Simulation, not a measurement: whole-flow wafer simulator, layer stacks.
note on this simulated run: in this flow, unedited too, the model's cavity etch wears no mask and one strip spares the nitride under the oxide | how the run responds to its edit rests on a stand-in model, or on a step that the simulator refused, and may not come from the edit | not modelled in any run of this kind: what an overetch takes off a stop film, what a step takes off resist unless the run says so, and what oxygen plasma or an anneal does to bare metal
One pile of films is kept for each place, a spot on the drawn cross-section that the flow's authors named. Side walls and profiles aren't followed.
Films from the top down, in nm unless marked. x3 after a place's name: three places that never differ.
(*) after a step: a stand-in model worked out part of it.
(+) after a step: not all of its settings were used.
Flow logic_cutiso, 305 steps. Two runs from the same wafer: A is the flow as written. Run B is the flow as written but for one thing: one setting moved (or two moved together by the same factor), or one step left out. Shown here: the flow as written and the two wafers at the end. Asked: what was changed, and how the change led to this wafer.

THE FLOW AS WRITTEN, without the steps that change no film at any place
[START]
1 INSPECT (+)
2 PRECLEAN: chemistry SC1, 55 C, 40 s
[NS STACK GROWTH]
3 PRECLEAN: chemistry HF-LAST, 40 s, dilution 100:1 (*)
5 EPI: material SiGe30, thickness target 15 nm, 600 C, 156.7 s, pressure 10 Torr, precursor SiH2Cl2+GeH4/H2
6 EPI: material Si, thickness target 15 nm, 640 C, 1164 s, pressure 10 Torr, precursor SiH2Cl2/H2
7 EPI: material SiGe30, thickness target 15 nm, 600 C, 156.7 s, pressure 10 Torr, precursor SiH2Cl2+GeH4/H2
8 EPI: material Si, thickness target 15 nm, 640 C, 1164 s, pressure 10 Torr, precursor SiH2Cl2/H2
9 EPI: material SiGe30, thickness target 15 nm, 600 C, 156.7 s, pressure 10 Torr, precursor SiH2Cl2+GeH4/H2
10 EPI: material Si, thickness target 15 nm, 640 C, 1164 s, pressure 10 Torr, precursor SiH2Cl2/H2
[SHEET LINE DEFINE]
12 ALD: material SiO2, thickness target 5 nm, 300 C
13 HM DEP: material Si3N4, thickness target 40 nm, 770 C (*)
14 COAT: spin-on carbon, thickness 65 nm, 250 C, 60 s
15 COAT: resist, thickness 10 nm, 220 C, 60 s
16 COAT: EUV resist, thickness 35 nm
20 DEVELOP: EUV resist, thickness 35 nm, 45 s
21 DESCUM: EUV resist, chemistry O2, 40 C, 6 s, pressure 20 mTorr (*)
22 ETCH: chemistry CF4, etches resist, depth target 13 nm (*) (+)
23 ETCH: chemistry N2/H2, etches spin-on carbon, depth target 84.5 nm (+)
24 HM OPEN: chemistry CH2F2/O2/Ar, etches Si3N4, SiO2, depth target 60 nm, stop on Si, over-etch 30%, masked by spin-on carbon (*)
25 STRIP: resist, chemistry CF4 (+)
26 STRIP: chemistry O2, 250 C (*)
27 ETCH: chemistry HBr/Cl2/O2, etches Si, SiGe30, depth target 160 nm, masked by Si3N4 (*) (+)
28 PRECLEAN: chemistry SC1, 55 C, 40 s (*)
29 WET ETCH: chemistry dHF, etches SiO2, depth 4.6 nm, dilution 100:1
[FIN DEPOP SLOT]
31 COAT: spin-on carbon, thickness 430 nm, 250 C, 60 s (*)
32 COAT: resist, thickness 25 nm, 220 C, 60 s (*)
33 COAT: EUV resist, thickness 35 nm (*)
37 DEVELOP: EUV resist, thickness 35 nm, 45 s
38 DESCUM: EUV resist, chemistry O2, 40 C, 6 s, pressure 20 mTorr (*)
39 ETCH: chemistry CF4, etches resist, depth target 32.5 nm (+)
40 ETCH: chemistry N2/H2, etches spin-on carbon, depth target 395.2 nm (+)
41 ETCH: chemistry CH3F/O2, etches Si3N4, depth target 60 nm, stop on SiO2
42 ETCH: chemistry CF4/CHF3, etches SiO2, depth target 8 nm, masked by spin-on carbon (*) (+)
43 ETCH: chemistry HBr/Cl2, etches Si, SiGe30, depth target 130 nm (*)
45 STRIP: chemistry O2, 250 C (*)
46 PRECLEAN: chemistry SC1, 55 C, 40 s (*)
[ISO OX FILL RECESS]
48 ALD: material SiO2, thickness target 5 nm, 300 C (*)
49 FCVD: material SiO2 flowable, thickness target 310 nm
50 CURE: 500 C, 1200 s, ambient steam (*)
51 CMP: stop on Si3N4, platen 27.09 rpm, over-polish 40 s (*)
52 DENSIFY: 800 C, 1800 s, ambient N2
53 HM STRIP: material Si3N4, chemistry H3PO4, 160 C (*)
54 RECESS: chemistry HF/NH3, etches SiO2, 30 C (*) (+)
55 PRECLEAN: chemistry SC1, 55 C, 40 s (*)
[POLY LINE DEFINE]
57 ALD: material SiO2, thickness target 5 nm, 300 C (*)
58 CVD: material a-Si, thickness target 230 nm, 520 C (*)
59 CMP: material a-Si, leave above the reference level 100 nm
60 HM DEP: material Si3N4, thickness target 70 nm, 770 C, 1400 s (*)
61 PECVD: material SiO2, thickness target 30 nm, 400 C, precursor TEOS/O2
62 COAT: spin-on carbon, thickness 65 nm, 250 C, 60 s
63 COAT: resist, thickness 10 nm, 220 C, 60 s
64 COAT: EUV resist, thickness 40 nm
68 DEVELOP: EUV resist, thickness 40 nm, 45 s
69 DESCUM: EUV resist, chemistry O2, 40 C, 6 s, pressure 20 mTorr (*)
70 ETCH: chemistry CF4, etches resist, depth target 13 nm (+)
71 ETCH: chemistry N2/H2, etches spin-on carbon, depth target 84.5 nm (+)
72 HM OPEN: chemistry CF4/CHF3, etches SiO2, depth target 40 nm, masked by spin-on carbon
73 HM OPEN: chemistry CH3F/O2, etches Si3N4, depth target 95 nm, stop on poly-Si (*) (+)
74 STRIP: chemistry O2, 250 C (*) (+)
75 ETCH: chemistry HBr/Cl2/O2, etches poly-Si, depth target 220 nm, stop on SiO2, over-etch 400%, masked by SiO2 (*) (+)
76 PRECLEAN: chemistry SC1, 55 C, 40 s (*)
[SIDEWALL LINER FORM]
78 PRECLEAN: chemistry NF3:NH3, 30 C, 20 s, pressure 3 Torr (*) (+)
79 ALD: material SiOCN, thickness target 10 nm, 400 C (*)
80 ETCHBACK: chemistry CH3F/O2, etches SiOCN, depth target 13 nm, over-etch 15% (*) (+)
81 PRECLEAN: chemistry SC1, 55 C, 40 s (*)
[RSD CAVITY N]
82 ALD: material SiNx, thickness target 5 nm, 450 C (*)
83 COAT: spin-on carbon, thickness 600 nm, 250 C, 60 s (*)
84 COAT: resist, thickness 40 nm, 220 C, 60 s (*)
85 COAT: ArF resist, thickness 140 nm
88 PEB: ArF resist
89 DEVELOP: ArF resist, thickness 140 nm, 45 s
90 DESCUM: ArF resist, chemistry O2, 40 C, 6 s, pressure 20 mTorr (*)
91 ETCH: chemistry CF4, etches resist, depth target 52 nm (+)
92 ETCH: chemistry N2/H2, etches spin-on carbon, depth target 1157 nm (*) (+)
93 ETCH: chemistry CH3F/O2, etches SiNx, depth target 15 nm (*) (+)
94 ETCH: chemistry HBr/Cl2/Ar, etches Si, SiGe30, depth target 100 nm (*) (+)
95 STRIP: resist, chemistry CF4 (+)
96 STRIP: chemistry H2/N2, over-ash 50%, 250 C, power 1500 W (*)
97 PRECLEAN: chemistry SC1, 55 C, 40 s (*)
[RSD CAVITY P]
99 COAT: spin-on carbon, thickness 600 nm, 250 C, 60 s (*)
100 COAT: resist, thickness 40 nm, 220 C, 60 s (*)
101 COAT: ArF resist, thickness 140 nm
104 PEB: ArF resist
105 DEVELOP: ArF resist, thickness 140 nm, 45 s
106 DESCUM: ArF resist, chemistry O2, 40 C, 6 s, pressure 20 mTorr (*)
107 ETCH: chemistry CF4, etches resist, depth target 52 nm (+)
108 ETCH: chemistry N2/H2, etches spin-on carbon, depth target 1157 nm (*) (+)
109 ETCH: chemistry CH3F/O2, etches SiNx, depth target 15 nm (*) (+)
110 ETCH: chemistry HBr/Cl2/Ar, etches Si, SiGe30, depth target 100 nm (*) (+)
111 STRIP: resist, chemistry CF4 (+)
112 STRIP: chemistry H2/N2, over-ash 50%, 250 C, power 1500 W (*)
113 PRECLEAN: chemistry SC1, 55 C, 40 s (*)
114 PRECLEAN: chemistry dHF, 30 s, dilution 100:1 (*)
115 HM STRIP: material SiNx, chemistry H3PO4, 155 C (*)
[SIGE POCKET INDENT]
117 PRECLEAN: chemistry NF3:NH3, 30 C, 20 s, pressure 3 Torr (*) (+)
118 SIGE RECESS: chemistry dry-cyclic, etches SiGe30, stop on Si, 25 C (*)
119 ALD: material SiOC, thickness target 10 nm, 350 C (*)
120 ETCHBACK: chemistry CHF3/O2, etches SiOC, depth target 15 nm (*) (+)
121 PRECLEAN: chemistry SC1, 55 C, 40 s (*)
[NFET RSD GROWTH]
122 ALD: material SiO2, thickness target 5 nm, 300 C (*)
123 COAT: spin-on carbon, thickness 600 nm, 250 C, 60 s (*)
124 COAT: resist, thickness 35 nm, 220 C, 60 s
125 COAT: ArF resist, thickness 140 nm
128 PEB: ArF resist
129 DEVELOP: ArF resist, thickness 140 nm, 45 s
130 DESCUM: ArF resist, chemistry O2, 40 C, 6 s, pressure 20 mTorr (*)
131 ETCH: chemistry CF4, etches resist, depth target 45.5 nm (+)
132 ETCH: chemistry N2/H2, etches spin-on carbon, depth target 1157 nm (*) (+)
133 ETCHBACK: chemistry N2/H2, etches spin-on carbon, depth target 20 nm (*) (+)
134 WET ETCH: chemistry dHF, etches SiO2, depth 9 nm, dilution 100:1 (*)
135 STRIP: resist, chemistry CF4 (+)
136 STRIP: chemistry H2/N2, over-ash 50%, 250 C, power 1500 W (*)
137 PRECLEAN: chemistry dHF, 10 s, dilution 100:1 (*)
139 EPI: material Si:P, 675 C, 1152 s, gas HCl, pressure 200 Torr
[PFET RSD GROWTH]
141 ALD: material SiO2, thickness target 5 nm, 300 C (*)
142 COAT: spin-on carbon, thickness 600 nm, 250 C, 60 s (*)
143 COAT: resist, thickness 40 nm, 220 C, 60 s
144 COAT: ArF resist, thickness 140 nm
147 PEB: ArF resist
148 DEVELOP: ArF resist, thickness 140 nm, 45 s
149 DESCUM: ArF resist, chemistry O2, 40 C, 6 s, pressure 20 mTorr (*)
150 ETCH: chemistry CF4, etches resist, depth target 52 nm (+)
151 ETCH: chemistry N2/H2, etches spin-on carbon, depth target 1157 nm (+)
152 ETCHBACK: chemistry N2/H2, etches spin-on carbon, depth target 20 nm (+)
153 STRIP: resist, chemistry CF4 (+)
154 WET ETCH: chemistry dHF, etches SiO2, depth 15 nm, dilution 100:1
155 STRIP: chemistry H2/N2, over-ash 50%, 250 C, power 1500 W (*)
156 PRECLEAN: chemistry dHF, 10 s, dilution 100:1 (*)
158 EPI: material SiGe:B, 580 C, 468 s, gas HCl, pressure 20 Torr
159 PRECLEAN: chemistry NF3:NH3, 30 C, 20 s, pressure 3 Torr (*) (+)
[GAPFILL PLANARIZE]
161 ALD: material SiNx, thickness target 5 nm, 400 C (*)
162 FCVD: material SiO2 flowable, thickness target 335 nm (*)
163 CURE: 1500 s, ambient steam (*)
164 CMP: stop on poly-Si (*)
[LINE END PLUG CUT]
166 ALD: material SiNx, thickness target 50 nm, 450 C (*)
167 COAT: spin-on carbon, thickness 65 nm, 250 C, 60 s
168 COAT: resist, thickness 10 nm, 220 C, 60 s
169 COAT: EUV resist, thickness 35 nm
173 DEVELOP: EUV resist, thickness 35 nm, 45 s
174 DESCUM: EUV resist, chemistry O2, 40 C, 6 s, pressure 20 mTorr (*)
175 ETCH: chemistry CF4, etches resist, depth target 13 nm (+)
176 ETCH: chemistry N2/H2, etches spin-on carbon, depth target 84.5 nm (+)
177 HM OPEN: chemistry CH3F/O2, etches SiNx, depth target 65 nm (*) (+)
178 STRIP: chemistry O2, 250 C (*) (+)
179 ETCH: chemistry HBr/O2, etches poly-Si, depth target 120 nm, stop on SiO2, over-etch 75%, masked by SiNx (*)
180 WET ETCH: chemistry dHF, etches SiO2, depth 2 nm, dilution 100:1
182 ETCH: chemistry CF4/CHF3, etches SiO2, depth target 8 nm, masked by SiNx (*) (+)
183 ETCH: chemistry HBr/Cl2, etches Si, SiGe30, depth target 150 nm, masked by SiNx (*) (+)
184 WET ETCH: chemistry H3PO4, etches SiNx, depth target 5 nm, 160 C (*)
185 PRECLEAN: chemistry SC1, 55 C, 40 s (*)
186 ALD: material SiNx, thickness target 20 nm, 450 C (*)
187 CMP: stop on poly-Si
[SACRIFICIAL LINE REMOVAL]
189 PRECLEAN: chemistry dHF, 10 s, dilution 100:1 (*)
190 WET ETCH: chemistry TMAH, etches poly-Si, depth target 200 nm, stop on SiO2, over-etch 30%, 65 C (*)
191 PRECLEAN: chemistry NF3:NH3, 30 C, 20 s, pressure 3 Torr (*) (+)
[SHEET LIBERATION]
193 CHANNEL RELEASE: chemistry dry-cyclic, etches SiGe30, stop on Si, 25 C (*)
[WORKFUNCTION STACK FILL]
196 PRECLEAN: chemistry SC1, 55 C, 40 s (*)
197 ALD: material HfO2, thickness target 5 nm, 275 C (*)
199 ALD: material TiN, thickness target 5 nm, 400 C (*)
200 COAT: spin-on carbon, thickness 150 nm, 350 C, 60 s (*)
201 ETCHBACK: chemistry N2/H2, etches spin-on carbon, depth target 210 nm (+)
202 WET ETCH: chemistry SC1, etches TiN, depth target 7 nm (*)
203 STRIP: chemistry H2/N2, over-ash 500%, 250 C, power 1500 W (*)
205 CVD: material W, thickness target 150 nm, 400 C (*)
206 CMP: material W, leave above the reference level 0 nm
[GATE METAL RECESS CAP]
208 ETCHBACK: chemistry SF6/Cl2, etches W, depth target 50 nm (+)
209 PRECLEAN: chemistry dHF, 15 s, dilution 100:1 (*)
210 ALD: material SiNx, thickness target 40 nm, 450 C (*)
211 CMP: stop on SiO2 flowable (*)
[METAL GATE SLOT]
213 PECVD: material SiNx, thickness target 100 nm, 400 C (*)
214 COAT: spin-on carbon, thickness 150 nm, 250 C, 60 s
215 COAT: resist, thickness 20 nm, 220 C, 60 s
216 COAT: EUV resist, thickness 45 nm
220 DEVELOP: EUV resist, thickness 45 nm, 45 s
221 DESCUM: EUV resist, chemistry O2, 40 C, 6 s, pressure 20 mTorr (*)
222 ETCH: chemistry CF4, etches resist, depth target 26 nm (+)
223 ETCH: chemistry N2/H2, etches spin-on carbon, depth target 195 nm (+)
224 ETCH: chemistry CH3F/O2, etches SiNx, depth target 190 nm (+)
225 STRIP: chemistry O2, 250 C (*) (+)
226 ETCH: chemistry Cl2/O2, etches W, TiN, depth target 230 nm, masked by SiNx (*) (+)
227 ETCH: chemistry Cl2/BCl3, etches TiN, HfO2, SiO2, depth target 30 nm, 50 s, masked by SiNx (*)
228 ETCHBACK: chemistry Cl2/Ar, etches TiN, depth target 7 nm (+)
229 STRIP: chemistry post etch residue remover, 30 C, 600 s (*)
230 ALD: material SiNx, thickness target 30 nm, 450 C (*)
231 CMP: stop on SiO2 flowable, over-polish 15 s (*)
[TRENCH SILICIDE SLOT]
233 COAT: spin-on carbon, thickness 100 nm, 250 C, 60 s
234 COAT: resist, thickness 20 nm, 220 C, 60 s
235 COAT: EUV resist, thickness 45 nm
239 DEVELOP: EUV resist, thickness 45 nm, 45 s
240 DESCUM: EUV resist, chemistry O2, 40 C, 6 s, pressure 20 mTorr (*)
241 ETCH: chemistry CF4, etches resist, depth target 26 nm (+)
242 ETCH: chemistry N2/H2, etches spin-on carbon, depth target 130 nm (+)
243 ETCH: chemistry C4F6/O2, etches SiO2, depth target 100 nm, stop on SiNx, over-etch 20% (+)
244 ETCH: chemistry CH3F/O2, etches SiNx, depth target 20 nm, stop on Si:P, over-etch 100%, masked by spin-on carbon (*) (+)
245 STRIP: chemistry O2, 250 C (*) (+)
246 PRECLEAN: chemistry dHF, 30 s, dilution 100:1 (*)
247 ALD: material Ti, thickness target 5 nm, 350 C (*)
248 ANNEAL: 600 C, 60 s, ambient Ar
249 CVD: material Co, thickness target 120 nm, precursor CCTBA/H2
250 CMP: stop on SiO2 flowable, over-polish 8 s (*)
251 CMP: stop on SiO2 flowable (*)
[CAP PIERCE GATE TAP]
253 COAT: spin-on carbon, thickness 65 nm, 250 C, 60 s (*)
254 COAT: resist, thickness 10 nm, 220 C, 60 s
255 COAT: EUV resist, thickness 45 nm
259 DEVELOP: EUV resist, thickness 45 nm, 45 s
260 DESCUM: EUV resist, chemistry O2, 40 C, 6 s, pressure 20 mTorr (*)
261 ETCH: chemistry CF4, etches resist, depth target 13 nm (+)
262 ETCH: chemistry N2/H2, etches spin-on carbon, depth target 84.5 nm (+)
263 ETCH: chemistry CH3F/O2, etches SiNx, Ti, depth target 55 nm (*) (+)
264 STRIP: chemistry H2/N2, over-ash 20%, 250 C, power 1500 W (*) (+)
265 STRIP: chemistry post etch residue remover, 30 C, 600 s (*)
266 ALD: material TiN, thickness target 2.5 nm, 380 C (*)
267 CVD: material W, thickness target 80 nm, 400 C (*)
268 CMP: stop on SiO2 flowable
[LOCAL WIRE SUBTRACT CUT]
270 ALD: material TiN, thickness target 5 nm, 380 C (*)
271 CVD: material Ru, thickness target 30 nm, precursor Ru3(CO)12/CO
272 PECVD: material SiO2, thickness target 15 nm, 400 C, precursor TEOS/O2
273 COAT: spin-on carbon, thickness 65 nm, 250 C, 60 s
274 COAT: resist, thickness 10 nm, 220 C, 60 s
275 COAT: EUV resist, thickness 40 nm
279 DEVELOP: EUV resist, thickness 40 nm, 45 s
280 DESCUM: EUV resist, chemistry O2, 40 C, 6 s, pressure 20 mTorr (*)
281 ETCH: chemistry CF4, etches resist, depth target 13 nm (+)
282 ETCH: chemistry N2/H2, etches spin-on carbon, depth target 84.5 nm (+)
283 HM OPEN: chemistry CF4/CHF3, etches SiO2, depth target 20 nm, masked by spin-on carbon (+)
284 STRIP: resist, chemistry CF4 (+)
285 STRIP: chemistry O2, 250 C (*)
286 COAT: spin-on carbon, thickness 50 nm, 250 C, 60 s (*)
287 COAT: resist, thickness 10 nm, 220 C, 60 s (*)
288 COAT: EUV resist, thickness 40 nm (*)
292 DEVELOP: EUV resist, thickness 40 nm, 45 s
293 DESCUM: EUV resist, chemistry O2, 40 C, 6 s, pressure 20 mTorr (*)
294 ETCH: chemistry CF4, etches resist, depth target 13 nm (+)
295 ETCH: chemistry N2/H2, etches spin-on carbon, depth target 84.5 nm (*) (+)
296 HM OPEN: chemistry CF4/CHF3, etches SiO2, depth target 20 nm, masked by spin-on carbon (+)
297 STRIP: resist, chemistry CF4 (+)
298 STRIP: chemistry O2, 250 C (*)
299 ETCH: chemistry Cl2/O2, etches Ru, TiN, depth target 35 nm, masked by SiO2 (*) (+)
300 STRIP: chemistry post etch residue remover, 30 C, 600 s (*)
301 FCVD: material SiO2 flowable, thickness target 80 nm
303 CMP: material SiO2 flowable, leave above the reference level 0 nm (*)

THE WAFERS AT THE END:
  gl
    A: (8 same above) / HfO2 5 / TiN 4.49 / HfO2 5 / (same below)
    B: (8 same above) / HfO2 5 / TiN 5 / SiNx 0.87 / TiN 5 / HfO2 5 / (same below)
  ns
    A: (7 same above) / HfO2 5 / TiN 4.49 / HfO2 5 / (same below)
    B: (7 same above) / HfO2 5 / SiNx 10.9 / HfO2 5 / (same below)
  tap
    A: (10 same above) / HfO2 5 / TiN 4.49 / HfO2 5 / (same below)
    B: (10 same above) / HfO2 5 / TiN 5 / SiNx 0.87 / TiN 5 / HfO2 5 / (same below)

The cause: step 9, EPI: thickness target 21.4 nm was run, where the flow has thickness target 15 nm; step 9, EPI: 223.3 s was run, where the flow has 156.7 s.

How the change led to this, step by step:
  9 EPI: material SiGe30, thickness target 15 nm, 600 C, 156.7 s, pressure 10 Torr, precursor SiH2Cl2+GeH4/H2
      depop, dpovl, gfld and 19 more: A SiGe30 +15 (new film) | B SiGe30 +21.4 (new film)
  27 ETCH: chemistry HBr/Cl2/O2, etches Si, SiGe30, depth target 160 nm, masked by Si3N4 (*) (+)
      gfld, gxf, iso, lnri: A chemical SiO2 -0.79 (all of it), Si -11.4 (all of it), SiGe30 -15 (all of it), Si -15 (all of it), SiGe30 -15 (all of it), Si -15 (all of it), SiGe30 -15 (all of it), Si -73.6 | B chemical SiO2 -0.79 (all of it), Si -11.4 (all of it), SiGe30 -21.4 (all of it), Si -15 (all of it), SiGe30 -15 (all of it), Si -15 (all of it), SiGe30 -15 (all of it), Si -67.3
      dpovl, nsgap: A chemical SiO2 -0.79 (all of it), Si -11.8 (all of it), SiGe30 -15 (all of it), Si -15 (all of it), SiGe30 -15 (all of it), Si -15 (all of it), SiGe30 -15 (all of it), Si -73.2 | B chemical SiO2 -0.79 (all of it), Si -11.8 (all of it), SiGe30 -21.4 (all of it), Si -15 (all of it), SiGe30 -15 (all of it), Si -15 (all of it), SiGe30 -15 (all of it), Si -66.9
      (and at 1 more place)
  43 ETCH: chemistry HBr/Cl2, etches Si, SiGe30, depth target 130 nm (*)
      depop: A Si -14 (all of it), SiGe30 -15 (all of it), Si -15 (all of it), SiGe30 -15 (all of it), Si -15 (all of it), SiGe30 -15 (all of it), Si -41 | B Si -14 (all of it), SiGe30 -21.4 (all of it), Si -15 (all of it), SiGe30 -15 (all of it), Si -15 (all of it), SiGe30 -15 (all of it), Si -34.6
  94 ETCH: chemistry HBr/Cl2/Ar, etches Si, SiGe30, depth target 100 nm (*) (+)
      rsdn, rsdx: A chemical SiO2 -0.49 (all of it), Si -12.8 (all of it), SiGe30 -15 (all of it), Si -15 (all of it), SiGe30 -15 (all of it), Si -15 (all of it), SiGe30 -15 (all of it), Si -12.2 | B chemical SiO2 -0.49 (all of it), Si -12.8 (all of it), SiGe30 -21.4 (all of it), Si -15 (all of it), SiGe30 -15 (all of it), Si -15 (all of it), SiGe30 -15 (all of it), Si -5.78
  110 ETCH: chemistry HBr/Cl2/Ar, etches Si, SiGe30, depth target 100 nm (*) (+)
      rsdp, rsdw: A chemical SiO2 -0.49 (all of it), Si -12.8 (all of it), SiGe30 -15 (all of it), Si -15 (all of it), SiGe30 -15 (all of it), Si -15 (all of it), SiGe30 -15 (all of it), Si -12.2 | B chemical SiO2 -0.49 (all of it), Si -12.8 (all of it), SiGe30 -21.4 (all of it), Si -15 (all of it), SiGe30 -15 (all of it), Si -15 (all of it), SiGe30 -15 (all of it), Si -5.78
  118 SIGE RECESS: chemistry dry-cyclic, etches SiGe30, stop on Si, 25 C (*)
      lnr, lnrp, lnrt: A SiOCN -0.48, Si -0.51, cavity +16 (new film), SiGe30 -15 (all of it), Si -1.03, cavity +16 (new film), SiGe30 -15 (all of it), Si -1.03, cavity +16 (new film), SiGe30 -15 (all of it), Si -0.51 | B SiOCN -0.48, Si -0.51, cavity +22.4 (new film), SiGe30 -21.4 (all of it), Si -1.03, cavity +16 (new film), SiGe30 -15 (all of it), Si -1.03, cavity +16 (new film), SiGe30 -15 (all of it), Si -0.51
  119 ALD: material SiOC, thickness target 10 nm, 350 C (*)
      lnr, lnrp, lnrt: A SiOC +10 (new film), SiOC +16 (new film), cavity -16 (all of it), SiOC +16 (new film), cavity -16 (all of it), SiOC +16 (new film), cavity -16 (all of it) | B SiOC +10 (new film), SiOC +22.4 (new film), cavity -22.4 (all of it), SiOC +16 (new film), cavity -16 (all of it), SiOC +16 (new film), cavity -16 (all of it)
  183 ETCH: chemistry HBr/Cl2, etches Si, SiGe30, depth target 150 nm, masked by SiNx (*) (+)
      plug: A Si -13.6 (all of it), SiGe30 -15 (all of it), Si -15 (all of it), SiGe30 -15 (all of it), Si -15 (all of it), SiGe30 -15 (all of it), Si -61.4 | B Si -13.6 (all of it), SiGe30 -21.4 (all of it), Si -15 (all of it), SiGe30 -15 (all of it), Si -15 (all of it), SiGe30 -15 (all of it), Si -55.1
  193 CHANNEL RELEASE: chemistry dry-cyclic, etches SiGe30, stop on Si, 25 C (*)
      gl, glp, gxn, gxp, ns, tap: A chemical SiO2 +0.8 (new film), Si -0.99, chemical SiO2 +0.8 (new film), cavity +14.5 (new film), chemical SiO2 +0.8 (new film), SiGe30 -15 (all of it), Si -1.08, chemical SiO2 +0.8 (new film), cavity +14.5 (new film), chemical SiO2 +0.8 (new film), SiGe30 -15 (all of it), Si -1.08, chemical SiO2 +0.8 (new film), cavity +14.5 (new film), chemical SiO2 +0.8 (new film), SiGe30 -15 (all of it), Si -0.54 | B chemical SiO2 +0.8 (new film), Si -0.99, chemical SiO2 +0.8 (new film), cavity +20.9 (new film), chemical SiO2 +0.8 (new film), SiGe30 -21.4 (all of it), Si -1.08, chemical SiO2 +0.8 (new film), cavity +14.5 (new film), chemical SiO2 +0.8 (new film), SiGe30 -15 (all of it), Si -1.08, chemical SiO2 +0.8 (new film), cavity +14.5 (new film), chemical SiO2 +0.8 (new film), SiGe30 -15 (all of it), Si -0.54
  199 ALD: material TiN, thickness target 5 nm, 400 C (*)
      gl, glp, tap: A TiN +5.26 (new film), TiN +4.49 (new film), cavity -4.49 (all of it), TiN +4.49 (new film), cavity -4.49 (all of it), TiN +4.49 (new film), cavity -4.49 (all of it) | B TiN +5.26 (new film), TiN +5 (new film), cavity -10, TiN +5 (new film), TiN +4.49 (new film), cavity -4.49 (all of it), TiN +4.49 (new film), cavity -4.49 (all of it)
      gxn, gxp, ns: A TiN +5 (new film), TiN +4.49 (new film), cavity -4.49 (all of it), TiN +4.49 (new film), cavity -4.49 (all of it), TiN +4.49 (new film), cavity -4.49 (all of it) | B TiN +5 (new film), TiN +5 (new film), cavity -10, TiN +5 (new film), TiN +4.49 (new film), cavity -4.49 (all of it), TiN +4.49 (new film), cavity -4.49 (all of it)
  202 WET ETCH: chemistry SC1, etches TiN, depth target 7 nm (*)
      ns: A TiN -5 (all of it) | B TiN -5 (all of it), TiN -5 (all of it), cavity +10, TiN -5 (all of it)
  210 ALD: material SiNx, thickness target 40 nm, 450 C (*)
      gl, glp, gxn, gxp, tap: A SiNx +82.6 (new film) | B SiNx +82.6 (new film), SiNx +0.87 (new film), cavity -0.87 (all of it)
      ns: A SiNx +40 (new film) | B SiNx +40 (new film), SiNx +10.9 (new film), cavity -10.9 (all of it)
Counting metal films that touch as one body, gl has 5 bodies (between them, from the top down: HfO2 5 / chemical SiO2 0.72 / Si 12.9 / chemical SiO2 0.8 / HfO2 5; SiNx 0.87; HfO2 5 / chemical SiO2 0.8 / Si 13.9 / chemical SiO2 0.8 / HfO2 5; HfO2 5 / chemical SiO2 0.8 / Si 13.9 / chemical SiO2 0.8 / HfO2 5); the flow as written gives 4 bodies (between them, from the top down: HfO2 5 / chemical SiO2 0.72 / Si 12.9 / chemical SiO2 0.8 / HfO2 5; HfO2 5 / chemical SiO2 0.8 / Si 13.9 / chemical SiO2 0.8 / HfO2 5; HfO2 5 / chemical SiO2 0.8 / Si 13.9 / chemical SiO2 0.8 / HfO2 5).
Counting metal films that touch as one body, ns has 3 bodies (between them, from the top down: HfO2 5 / chemical SiO2 0.72 / Si 12.9 / chemical SiO2 0.8 / HfO2 5 / SiNx 10.9 / HfO2 5 / chemical SiO2 0.8 / Si 13.9 / chemical SiO2 0.8 / HfO2 5; HfO2 5 / chemical SiO2 0.8 / Si 13.9 / chemical SiO2 0.8 / HfO2 5); the flow as written gives 4 bodies (between them, from the top down: HfO2 5 / chemical SiO2 0.72 / Si 12.9 / chemical SiO2 0.8 / HfO2 5; HfO2 5 / chemical SiO2 0.8 / Si 13.9 / chemical SiO2 0.8 / HfO2 5; HfO2 5 / chemical SiO2 0.8 / Si 13.9 / chemical SiO2 0.8 / HfO2 5).
Counting metal films that touch as one body, tap has 5 bodies (between them, from the top down: HfO2 5 / chemical SiO2 0.72 / Si 12.9 / chemical SiO2 0.8 / HfO2 5; SiNx 0.87; HfO2 5 / chemical SiO2 0.8 / Si 13.9 / chemical SiO2 0.8 / HfO2 5; HfO2 5 / chemical SiO2 0.8 / Si 13.9 / chemical SiO2 0.8 / HfO2 5); the flow as written gives 4 bodies (between them, from the top down: HfO2 5 / chemical SiO2 0.72 / Si 12.9 / chemical SiO2 0.8 / HfO2 5; HfO2 5 / chemical SiO2 0.8 / Si 13.9 / chemical SiO2 0.8 / HfO2 5; HfO2 5 / chemical SiO2 0.8 / Si 13.9 / chemical SiO2 0.8 / HfO2 5).
